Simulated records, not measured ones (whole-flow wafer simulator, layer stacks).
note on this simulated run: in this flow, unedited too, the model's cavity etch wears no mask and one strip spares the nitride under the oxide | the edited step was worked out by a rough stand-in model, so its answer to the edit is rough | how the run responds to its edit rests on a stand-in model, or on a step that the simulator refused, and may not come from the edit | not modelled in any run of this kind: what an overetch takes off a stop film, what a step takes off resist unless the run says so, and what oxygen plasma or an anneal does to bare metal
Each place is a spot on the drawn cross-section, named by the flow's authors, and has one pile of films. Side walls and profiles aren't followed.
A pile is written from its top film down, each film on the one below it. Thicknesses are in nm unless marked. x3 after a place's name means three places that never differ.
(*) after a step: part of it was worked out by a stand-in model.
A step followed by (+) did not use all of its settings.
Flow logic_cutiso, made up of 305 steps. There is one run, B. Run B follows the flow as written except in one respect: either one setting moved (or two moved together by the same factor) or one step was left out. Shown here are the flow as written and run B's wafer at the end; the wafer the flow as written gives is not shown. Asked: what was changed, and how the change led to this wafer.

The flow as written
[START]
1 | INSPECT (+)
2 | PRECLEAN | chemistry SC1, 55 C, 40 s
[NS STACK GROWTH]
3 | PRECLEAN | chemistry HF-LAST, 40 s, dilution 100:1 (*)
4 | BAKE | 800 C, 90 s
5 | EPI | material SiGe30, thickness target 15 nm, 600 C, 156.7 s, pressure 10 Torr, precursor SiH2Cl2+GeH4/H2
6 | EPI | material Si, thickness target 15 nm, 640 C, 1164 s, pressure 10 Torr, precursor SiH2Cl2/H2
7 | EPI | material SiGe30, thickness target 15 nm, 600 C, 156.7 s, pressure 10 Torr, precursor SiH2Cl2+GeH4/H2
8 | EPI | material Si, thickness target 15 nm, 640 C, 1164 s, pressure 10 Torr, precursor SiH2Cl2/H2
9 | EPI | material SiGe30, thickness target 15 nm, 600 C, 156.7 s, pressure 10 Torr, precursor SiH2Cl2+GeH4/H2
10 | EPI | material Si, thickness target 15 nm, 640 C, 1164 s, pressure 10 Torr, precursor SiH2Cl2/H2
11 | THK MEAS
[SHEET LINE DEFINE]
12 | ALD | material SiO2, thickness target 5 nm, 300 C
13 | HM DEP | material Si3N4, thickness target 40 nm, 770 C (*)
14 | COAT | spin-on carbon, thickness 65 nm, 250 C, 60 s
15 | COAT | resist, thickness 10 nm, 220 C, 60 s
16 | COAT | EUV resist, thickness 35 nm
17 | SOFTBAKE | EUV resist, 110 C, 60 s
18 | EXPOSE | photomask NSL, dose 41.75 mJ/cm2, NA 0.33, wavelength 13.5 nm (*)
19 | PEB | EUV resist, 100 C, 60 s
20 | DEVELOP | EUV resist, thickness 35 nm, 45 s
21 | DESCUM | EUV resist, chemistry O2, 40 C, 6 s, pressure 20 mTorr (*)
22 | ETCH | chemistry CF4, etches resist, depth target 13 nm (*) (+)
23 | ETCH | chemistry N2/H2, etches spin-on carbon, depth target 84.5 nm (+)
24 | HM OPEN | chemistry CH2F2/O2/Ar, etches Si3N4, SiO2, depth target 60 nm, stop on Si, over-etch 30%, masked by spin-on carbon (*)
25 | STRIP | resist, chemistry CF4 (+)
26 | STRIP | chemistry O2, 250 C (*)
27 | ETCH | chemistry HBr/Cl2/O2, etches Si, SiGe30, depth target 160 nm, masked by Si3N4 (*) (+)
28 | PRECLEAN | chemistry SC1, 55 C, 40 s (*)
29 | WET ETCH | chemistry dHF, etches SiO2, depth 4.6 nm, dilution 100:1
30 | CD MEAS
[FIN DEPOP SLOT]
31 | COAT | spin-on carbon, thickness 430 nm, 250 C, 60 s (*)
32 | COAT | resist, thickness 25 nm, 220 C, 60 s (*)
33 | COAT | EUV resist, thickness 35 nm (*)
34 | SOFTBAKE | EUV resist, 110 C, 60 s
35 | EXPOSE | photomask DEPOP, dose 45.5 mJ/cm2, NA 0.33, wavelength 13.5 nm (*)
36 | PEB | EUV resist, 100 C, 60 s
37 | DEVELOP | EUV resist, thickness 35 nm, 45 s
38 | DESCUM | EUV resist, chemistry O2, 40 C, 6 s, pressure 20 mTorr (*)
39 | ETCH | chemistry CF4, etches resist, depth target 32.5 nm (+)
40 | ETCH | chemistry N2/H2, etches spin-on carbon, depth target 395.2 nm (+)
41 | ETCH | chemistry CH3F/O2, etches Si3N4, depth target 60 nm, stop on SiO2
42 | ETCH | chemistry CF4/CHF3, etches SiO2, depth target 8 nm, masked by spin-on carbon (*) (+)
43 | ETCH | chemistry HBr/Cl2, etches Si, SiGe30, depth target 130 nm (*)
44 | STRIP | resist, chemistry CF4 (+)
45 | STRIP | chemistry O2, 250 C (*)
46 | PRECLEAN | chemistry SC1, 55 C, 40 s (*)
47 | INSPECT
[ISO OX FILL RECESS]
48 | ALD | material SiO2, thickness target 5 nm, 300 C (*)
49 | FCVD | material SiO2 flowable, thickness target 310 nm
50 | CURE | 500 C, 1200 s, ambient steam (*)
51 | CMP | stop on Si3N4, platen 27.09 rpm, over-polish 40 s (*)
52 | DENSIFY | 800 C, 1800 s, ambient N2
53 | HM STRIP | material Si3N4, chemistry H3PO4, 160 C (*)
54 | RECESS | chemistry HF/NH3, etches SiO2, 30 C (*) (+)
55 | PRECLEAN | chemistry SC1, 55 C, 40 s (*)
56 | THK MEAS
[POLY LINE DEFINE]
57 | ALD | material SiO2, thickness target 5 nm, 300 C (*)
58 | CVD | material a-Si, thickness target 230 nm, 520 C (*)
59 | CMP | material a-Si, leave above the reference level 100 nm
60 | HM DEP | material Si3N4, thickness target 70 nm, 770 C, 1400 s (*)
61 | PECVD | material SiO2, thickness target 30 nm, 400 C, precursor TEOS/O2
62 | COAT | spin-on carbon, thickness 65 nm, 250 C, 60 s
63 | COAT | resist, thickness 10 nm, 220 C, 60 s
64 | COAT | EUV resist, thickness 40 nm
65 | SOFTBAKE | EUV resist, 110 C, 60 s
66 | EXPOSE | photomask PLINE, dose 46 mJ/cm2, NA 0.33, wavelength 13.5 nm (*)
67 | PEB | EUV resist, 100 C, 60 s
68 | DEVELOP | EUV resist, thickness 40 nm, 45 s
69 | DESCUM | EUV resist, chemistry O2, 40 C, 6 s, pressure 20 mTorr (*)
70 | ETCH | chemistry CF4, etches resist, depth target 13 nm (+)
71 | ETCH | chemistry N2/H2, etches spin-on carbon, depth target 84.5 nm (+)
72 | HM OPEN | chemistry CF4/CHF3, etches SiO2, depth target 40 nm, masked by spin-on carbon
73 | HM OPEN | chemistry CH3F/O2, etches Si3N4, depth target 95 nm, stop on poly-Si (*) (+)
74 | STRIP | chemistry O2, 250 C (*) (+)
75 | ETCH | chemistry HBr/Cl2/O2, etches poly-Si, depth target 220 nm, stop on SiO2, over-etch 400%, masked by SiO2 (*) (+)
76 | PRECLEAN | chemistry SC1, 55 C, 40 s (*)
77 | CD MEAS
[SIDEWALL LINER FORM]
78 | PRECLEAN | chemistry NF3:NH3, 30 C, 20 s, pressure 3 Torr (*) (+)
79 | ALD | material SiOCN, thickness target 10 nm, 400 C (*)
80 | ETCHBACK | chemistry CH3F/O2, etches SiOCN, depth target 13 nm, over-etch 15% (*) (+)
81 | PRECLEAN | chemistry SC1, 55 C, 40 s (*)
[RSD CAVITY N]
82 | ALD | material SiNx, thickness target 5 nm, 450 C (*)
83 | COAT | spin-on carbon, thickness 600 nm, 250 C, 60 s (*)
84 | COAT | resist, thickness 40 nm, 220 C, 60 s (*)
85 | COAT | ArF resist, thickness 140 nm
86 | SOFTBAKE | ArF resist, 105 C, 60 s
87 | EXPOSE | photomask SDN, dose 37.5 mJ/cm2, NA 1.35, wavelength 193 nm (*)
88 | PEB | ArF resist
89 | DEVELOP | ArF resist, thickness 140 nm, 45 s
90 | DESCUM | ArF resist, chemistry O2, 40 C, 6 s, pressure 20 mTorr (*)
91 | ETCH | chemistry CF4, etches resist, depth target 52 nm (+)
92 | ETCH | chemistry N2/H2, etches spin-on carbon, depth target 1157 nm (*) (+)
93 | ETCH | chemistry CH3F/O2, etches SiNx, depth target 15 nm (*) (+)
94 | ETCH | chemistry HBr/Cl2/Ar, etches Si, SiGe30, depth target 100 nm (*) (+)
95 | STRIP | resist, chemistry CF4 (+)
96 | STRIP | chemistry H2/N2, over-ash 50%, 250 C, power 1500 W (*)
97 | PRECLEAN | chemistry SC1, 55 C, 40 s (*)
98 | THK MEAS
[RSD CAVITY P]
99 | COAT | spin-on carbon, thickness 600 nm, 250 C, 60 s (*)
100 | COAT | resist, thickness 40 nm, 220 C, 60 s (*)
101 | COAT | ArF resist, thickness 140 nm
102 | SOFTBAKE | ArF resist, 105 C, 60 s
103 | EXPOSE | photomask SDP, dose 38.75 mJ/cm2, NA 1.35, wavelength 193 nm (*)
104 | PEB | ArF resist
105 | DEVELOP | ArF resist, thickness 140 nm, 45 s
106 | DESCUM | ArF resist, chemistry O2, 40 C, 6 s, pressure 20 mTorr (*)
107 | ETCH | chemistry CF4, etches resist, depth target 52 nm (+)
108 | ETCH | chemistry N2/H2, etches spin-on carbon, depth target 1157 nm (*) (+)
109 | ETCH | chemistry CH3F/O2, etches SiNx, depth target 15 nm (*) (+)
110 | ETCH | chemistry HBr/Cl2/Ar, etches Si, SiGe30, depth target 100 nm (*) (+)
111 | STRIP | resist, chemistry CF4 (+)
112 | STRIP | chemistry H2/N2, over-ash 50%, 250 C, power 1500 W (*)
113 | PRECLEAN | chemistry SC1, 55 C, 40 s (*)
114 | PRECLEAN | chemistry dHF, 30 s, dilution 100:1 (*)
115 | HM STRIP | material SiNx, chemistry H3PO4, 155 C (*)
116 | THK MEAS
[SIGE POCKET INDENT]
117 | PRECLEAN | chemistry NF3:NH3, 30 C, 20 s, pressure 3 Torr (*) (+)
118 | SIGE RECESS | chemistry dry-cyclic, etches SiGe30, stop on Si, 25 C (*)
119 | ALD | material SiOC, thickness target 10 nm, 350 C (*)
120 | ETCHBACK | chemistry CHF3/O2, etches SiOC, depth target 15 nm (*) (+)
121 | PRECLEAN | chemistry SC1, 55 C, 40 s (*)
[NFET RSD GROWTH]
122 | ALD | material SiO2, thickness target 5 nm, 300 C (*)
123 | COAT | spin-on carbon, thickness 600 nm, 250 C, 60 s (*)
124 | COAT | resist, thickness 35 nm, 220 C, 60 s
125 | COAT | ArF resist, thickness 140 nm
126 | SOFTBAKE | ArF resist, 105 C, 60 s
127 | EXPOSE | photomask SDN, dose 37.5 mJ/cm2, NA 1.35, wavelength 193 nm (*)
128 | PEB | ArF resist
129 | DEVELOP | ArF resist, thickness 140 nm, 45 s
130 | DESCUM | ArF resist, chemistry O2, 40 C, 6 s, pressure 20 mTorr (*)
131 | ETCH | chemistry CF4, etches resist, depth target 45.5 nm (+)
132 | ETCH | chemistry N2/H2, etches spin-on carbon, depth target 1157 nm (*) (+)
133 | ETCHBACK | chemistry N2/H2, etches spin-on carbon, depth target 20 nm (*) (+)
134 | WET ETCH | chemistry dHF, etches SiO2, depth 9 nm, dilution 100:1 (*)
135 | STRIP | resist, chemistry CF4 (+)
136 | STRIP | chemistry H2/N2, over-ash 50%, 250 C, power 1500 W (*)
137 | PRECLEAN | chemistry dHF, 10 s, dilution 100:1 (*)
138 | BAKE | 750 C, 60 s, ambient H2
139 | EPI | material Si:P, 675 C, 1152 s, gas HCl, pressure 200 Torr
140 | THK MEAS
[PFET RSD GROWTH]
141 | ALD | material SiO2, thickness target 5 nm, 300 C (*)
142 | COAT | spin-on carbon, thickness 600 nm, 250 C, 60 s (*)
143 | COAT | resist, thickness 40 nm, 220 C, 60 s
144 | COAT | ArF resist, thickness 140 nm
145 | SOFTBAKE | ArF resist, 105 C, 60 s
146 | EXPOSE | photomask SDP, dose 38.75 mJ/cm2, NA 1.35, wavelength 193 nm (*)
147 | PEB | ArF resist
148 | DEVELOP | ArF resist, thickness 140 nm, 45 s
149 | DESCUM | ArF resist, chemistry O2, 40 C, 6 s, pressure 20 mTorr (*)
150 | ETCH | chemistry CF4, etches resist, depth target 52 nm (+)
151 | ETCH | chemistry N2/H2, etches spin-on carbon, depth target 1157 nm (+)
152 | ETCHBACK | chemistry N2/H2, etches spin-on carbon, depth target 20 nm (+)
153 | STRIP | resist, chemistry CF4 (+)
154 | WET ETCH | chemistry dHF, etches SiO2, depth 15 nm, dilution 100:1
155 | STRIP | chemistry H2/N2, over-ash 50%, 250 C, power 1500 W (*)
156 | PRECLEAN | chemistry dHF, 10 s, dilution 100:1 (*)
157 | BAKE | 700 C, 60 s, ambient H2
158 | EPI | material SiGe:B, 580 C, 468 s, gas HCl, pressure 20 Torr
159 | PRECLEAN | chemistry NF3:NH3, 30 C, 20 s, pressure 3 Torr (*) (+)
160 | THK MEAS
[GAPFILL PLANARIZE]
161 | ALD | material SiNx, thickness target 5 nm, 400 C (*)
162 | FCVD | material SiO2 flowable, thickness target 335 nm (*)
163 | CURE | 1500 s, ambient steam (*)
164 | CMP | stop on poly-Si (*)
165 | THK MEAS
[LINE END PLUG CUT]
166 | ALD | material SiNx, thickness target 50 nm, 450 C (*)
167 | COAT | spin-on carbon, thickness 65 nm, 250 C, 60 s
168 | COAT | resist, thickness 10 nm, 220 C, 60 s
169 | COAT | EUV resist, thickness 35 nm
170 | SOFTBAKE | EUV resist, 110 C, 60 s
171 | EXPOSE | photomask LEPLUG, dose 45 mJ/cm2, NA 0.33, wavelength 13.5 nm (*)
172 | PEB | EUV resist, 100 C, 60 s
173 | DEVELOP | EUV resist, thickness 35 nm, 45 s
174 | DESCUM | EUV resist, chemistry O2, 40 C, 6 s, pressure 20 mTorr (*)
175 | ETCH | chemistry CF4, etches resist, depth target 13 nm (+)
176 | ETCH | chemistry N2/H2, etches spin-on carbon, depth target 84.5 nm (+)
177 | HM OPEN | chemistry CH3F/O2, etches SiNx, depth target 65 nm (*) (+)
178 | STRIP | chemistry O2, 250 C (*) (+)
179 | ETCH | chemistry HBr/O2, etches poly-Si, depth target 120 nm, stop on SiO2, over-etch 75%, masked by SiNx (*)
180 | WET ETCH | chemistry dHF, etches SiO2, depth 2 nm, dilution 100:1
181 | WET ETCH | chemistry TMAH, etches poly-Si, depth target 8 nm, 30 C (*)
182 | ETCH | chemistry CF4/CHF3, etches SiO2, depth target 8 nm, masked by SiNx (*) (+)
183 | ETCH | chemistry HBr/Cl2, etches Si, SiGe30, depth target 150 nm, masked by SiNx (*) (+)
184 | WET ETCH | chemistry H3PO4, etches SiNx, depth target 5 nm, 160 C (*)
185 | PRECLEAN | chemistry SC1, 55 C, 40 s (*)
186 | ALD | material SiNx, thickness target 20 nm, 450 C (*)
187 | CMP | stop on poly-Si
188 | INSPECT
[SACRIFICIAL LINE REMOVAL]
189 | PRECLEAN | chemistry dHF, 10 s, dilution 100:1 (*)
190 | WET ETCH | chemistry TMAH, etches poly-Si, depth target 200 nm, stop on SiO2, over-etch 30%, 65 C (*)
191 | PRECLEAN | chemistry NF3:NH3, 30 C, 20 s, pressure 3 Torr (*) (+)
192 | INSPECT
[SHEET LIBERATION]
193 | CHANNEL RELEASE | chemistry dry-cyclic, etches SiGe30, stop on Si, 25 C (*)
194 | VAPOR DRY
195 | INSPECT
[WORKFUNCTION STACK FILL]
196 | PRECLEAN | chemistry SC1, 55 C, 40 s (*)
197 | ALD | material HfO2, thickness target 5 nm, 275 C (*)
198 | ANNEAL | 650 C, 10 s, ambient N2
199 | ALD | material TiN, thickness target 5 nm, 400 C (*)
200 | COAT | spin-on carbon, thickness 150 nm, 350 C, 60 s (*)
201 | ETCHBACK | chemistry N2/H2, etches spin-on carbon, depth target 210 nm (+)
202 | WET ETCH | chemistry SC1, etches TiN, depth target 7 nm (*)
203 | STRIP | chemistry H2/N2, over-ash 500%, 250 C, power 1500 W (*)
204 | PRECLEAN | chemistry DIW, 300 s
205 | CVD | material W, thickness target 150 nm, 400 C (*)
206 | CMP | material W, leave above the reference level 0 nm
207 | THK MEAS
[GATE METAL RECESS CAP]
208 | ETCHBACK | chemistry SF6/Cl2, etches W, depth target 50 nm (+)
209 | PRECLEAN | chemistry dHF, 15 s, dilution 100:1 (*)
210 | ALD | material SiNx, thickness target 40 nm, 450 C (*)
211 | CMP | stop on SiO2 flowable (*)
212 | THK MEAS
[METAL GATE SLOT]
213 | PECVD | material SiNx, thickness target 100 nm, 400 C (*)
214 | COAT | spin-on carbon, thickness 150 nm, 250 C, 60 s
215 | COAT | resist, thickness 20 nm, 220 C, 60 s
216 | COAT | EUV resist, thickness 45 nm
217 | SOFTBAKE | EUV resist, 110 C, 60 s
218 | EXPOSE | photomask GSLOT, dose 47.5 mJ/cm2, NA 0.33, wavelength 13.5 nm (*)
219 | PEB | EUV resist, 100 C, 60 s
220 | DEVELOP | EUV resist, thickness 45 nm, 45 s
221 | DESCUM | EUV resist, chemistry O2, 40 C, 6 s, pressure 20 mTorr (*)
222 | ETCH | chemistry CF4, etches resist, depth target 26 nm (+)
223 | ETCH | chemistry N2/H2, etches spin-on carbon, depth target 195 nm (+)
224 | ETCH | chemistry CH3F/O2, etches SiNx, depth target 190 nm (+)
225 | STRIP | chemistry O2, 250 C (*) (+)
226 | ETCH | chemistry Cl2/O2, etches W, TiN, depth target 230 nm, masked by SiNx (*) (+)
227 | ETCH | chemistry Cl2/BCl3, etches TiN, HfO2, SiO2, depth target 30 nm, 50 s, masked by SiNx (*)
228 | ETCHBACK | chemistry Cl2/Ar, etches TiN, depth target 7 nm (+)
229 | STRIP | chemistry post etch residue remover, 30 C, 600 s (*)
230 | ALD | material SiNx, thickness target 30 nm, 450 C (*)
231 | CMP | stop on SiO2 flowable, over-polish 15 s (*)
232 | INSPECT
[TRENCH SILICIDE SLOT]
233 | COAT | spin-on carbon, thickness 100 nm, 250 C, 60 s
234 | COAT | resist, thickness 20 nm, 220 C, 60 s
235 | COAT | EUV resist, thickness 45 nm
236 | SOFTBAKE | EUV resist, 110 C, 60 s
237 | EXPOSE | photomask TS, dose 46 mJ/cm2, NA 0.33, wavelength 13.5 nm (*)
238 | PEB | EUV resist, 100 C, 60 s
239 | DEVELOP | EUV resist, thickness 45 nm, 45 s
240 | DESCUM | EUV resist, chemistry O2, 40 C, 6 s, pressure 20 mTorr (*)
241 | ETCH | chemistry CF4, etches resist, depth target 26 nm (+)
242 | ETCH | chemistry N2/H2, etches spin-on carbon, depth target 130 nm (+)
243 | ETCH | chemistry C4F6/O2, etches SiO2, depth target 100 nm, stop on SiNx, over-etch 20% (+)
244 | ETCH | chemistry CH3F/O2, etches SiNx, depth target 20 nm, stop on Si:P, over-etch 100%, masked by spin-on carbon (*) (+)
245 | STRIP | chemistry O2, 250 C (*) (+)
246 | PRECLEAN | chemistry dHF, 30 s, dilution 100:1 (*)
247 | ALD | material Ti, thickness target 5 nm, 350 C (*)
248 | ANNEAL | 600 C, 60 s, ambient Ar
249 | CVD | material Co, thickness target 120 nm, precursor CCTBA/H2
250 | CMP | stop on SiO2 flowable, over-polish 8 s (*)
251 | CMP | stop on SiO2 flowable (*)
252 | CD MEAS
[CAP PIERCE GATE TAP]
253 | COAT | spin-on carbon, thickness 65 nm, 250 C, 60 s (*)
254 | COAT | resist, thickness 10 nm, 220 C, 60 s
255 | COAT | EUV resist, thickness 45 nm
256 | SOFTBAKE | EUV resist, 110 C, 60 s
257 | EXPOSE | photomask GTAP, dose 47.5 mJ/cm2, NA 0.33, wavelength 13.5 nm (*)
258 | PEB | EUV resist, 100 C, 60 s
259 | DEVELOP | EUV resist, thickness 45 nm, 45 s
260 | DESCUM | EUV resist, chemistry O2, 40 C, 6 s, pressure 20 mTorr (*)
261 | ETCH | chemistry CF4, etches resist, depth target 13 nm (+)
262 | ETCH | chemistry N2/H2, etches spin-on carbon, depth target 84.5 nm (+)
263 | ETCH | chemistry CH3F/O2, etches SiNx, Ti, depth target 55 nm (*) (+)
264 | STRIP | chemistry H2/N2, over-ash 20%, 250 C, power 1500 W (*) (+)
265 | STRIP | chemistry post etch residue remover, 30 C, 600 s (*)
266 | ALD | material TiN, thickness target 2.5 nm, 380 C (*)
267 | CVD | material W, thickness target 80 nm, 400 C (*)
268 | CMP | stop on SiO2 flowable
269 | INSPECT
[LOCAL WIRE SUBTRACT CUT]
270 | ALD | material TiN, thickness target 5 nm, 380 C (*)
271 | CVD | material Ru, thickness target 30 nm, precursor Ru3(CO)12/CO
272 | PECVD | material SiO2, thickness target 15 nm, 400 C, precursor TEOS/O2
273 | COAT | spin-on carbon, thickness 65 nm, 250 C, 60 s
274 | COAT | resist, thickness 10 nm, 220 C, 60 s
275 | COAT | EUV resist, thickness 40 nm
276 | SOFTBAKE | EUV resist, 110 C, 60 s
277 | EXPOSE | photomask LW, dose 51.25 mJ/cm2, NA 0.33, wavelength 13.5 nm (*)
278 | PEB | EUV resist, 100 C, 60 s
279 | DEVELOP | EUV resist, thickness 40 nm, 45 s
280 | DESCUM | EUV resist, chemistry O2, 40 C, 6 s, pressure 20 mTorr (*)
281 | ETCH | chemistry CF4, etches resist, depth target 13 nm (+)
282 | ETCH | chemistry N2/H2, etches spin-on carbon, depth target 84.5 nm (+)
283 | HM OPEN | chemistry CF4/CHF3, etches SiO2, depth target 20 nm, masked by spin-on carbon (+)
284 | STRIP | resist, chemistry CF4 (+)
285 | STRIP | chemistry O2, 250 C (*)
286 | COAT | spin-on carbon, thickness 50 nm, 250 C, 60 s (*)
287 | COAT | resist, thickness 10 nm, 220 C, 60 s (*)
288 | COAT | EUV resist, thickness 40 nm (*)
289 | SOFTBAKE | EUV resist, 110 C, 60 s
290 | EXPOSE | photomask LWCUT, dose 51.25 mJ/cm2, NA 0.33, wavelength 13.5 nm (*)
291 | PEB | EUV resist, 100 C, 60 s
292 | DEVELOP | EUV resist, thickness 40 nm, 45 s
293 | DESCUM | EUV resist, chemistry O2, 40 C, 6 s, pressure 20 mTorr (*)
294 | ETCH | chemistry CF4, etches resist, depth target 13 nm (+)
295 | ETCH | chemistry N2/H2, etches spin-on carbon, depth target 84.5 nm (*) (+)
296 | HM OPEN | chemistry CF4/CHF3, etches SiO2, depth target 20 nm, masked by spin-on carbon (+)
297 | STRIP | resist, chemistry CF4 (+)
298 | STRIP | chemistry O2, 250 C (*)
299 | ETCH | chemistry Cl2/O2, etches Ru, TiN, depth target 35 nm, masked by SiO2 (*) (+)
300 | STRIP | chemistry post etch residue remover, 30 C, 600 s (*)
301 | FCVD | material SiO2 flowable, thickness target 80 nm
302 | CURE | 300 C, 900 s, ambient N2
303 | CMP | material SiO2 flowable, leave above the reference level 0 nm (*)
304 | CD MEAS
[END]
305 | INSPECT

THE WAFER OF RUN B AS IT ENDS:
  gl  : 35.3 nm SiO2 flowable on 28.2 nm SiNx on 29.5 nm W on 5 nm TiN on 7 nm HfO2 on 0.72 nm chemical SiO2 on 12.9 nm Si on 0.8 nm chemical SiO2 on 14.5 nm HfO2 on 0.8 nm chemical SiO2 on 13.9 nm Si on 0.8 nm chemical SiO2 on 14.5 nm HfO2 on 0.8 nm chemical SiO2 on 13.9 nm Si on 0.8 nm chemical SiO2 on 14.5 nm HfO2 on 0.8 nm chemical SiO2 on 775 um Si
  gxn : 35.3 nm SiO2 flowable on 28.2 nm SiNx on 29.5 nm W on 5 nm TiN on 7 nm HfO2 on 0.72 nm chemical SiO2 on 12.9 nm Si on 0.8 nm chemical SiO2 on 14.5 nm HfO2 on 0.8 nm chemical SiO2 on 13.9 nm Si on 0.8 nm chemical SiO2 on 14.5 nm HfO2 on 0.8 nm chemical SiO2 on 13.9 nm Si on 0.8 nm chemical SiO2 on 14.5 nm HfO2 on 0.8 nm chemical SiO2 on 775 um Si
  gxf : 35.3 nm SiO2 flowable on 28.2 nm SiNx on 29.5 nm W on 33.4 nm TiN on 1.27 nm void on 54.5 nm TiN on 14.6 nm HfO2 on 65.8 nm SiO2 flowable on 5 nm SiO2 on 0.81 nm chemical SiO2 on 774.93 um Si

What caused this: step 197, ALD: thickness target 7 nm was run, whereas the flow has thickness target 5 nm.

How this came from the change, step by step:
  197 | ALD | material HfO2, thickness target 5 nm, 275 C (*)
      gl, glp, gxn, gxp, ns, tap: +7 HfO2 (new film), +14.5 HfO2 (new film), -14.5 cavity (all of it), +14.5 HfO2 (new film), -14.5 cavity (all of it), +14.5 HfO2 (new film), -14.5 cavity (all of it) (as written it would have been: +5 HfO2 (new film), +5 HfO2 (new film), -10 cavity, +5 HfO2 (new film), +5 HfO2 (new film), -10 cavity, +5 HfO2 (new film), +5 HfO2 (new film), -10 cavity, +5 HfO2 (new film))
      depop, dpovl, gfld and 12 more: +7 HfO2 (new film) (as written it would have been: +5 HfO2 (new film))
      (and at 1 other place as well)
  199 | ALD | material TiN, thickness target 5 nm, 400 C (*)
      gl, glp, tap: +5 TiN (new film) (as written it would have been: +5.26 TiN (new film), +4.49 TiN (new film), -4.49 cavity (all of it), +4.49 TiN (new film), -4.49 cavity (all of it), +4.49 TiN (new film), -4.49 cavity (all of it))
      gxn, gxp, ns: +5 TiN (new film) (as written it would have been: +5 TiN (new film), +4.49 TiN (new film), -4.49 cavity (all of it), +4.49 TiN (new film), -4.49 cavity (all of it), +4.49 TiN (new film), -4.49 cavity (all of it))
      (and at 2 other places as well)
  200 | COAT | spin-on carbon, thickness 150 nm, 350 C, 60 s (*)
      gxn, gxp: +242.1 spin-on carbon (new film) (as written it would have been: +236.9 spin-on carbon (new film))
      lnr, lnrp: +138.9 spin-on carbon (new film) (as written it would have been: +133.9 spin-on carbon (new film))
      (and at 14 other places as well)
  201 | ETCHBACK | chemistry N2/H2, etches spin-on carbon, depth target 210 nm (+)
      lnr, lnrp: -138.9 spin-on carbon (all of it) (as written it would have been: -133.9 spin-on carbon (all of it))
      rsdn, rsdw: -150.8 spin-on carbon (all of it) (as written it would have been: -145.8 spin-on carbon (all of it))
      (and at 7 other places as well)
  203 | STRIP | chemistry H2/N2, over-ash 500%, 250 C, power 1500 W (*)
      gl, glp: -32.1 spin-on carbon (all of it) (as written it would have been: -26.7 spin-on carbon (all of it))
      gxn, gxp: -32 spin-on carbon (all of it) (as written it would have been: -26.8 spin-on carbon (all of it))
      (and at 3 other places as well)
  205 | CVD | material W, thickness target 150 nm, 400 C (*)
      gxf: +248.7 W (new film) (as written it would have been: +337.8 W (new film))
  206 | CMP | material W, leave above the reference level 0 nm
      lnr, lnri, lnrp, lnrt: -150 W (all of it), -7 HfO2 (all of it), -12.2 SiOCN (as written it would have been: -150 W (all of it), -5 HfO2 (all of it), -12.2 SiOCN)
      rsdn, rsdp, rsdw, rsdx: -162.2 W (all of it), -7 HfO2 (all of it) (as written it would have been: -162.2 W (all of it), -5 HfO2 (all of it))
      (and at 2 other places as well)
  226 | ETCH | chemistry Cl2/O2, etches W, TiN, depth target 230 nm, masked by SiNx (*) (+)
      gfld: -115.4 W (all of it), -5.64 TiN (all of it), -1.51 HfO2 (as written it would have been: -115.4 W (all of it), -7.64 TiN (all of it), -1.54 HfO2)
  227 | ETCH | chemistry Cl2/BCl3, etches TiN, HfO2, SiO2, depth target 30 nm, 50 s, masked by SiNx (*)
      gfld: -5.49 HfO2 (all of it), -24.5 SiO2 flowable (as written it would have been: -3.46 HfO2 (all of it), -26.5 SiO2 flowable)
If metal films that touch count as one body, gl has 1 body; the flow as written gives 4 bodies (between them, from the top down: HfO2 5 / chemical SiO2 0.72 / Si 12.9 / chemical SiO2 0.8 / HfO2 5; HfO2 5 / chemical SiO2 0.8 / Si 13.9 / chemical SiO2 0.8 / HfO2 5; HfO2 5 / chemical SiO2 0.8 / Si 13.9 / chemical SiO2 0.8 / HfO2 5).
If metal films that touch count as one body, gxn has 1 body; the flow as written gives 4 bodies (between them, from the top down: HfO2 5 / chemical SiO2 0.72 / Si 12.9 / chemical SiO2 0.8 / HfO2 5; HfO2 5 / chemical SiO2 0.8 / Si 13.9 / chemical SiO2 0.8 / HfO2 5; HfO2 5 / chemical SiO2 0.8 / Si 13.9 / chemical SiO2 0.8 / HfO2 5).
If metal films that touch count as one body, gxf has 2 bodies (between them, from the top down: void 1.27); the flow as written gives 1 body.
